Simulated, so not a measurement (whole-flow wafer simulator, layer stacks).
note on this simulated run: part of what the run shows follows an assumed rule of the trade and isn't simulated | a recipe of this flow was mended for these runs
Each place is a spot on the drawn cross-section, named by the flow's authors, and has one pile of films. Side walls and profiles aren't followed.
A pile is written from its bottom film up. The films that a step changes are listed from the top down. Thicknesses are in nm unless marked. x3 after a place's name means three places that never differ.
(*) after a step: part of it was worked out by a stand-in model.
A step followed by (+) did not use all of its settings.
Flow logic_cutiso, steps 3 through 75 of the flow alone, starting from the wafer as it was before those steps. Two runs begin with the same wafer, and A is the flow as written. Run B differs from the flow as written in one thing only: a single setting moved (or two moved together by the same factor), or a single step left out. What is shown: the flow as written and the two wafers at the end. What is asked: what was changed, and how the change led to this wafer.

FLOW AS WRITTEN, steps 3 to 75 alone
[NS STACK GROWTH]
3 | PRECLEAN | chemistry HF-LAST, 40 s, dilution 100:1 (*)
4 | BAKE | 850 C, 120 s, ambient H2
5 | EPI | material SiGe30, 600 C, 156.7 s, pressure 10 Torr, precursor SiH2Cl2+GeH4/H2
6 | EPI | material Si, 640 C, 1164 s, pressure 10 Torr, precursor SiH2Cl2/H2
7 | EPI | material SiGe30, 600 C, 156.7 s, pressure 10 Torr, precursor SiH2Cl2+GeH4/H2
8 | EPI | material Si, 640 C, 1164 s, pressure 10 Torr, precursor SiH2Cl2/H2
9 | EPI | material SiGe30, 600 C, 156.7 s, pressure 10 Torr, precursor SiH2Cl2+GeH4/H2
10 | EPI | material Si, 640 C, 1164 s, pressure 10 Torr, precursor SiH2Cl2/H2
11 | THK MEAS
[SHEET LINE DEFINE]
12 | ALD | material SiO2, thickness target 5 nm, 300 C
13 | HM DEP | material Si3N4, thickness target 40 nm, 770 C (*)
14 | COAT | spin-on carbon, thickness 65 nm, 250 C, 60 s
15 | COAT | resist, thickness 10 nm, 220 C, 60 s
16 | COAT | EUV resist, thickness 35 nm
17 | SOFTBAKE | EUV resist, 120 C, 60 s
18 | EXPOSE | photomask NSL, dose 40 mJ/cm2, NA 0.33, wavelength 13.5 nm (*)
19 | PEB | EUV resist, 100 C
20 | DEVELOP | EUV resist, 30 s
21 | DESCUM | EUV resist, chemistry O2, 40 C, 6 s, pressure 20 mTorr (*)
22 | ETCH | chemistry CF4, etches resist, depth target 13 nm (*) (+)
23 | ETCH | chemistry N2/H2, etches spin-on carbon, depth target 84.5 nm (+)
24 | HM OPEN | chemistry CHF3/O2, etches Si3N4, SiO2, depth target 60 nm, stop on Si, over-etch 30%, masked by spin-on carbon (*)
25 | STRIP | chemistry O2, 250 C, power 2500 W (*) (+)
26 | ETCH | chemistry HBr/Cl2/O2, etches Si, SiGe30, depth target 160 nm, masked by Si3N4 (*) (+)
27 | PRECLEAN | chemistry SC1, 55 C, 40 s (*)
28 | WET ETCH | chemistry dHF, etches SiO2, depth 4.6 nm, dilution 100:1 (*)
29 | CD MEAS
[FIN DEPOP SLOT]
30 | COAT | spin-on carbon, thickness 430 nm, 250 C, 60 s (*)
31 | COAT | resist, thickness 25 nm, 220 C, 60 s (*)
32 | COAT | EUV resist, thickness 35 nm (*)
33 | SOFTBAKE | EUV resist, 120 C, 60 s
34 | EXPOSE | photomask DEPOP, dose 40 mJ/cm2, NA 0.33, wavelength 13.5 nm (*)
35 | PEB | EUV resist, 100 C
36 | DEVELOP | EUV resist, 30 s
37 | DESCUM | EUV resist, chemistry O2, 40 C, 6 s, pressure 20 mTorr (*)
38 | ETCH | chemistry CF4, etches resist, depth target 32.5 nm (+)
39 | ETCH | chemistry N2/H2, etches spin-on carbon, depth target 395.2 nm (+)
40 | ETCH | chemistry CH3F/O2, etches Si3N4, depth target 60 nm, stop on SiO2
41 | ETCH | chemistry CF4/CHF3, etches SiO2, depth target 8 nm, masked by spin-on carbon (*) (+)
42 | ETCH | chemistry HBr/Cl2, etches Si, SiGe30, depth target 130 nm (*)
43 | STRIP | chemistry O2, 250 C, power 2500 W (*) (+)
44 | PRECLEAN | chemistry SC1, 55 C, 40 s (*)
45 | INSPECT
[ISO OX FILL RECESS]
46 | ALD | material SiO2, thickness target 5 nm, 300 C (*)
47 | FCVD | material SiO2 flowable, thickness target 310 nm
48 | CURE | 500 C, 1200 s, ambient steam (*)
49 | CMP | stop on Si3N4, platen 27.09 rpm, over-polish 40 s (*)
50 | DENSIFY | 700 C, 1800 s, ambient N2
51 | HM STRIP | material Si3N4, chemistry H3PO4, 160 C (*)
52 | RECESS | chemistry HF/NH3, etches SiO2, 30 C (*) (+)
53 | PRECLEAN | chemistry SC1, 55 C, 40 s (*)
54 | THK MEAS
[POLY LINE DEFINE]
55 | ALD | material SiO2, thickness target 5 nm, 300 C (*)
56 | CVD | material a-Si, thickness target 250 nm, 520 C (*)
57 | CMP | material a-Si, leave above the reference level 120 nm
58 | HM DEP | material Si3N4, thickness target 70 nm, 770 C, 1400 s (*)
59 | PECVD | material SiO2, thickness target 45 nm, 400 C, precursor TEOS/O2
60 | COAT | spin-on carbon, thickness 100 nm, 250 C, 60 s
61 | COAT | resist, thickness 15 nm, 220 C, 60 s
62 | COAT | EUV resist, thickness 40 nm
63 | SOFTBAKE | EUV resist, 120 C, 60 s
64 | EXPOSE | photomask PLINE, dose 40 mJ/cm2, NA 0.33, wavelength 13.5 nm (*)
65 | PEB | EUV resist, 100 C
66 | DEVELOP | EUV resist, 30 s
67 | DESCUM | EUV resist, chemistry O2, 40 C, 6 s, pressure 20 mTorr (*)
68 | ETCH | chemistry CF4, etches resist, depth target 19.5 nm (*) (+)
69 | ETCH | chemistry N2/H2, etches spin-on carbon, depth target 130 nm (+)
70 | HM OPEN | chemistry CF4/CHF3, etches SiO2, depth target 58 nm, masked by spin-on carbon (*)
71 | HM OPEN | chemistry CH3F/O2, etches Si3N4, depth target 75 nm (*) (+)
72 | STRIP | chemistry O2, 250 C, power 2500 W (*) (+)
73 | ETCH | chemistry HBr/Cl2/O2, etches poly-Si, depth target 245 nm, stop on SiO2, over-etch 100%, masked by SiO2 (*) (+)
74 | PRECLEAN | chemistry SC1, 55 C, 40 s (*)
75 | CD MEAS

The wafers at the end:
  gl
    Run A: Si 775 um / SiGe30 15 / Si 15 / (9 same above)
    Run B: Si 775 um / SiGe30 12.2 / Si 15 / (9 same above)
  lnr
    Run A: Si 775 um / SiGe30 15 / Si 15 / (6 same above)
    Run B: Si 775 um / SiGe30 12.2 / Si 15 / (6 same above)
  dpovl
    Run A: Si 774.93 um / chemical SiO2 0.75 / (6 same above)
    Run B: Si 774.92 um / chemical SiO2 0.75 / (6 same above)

Cause: step 5, EPI: 588 C was run, though the flow has 600 C.

How this came from the change, step by step:
  5 | EPI | material SiGe30, 600 C, 156.7 s, pressure 10 Torr, precursor SiH2Cl2+GeH4/H2
      depop, dpovl, gfld and 19 more: A +15 SiGe30 (new film) | B +12.2 SiGe30 (new film)
  26 | ETCH | chemistry HBr/Cl2/O2, etches Si, SiGe30, depth target 160 nm, masked by Si3N4 (*) (+)
      dpovl, gfld, gxf, iso, isow, lnri, nsgap: A -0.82 chemical SiO2 (all of it), -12 Si (all of it), -15 SiGe30 (all of it), -15 Si (all of it), -15 SiGe30 (all of it), -15 Si (all of it), -15 SiGe30 (all of it), -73 Si | B -0.82 chemical SiO2 (all of it), -12 Si (all of it), -15 SiGe30 (all of it), -15 Si (all of it), -15 SiGe30 (all of it), -15 Si (all of it), -12.2 SiGe30 (all of it), -75.8 Si
  42 | ETCH | chemistry HBr/Cl2, etches Si, SiGe30, depth target 130 nm (*)
      depop: A -13.8 Si (all of it), -15 SiGe30 (all of it), -15 Si (all of it), -15 SiGe30 (all of it), -15 Si (all of it), -15 SiGe30 (all of it), -41.2 Si | B -13.8 Si (all of it), -15 SiGe30 (all of it), -15 Si (all of it), -15 SiGe30 (all of it), -15 Si (all of it), -12.2 SiGe30 (all of it), -44 Si
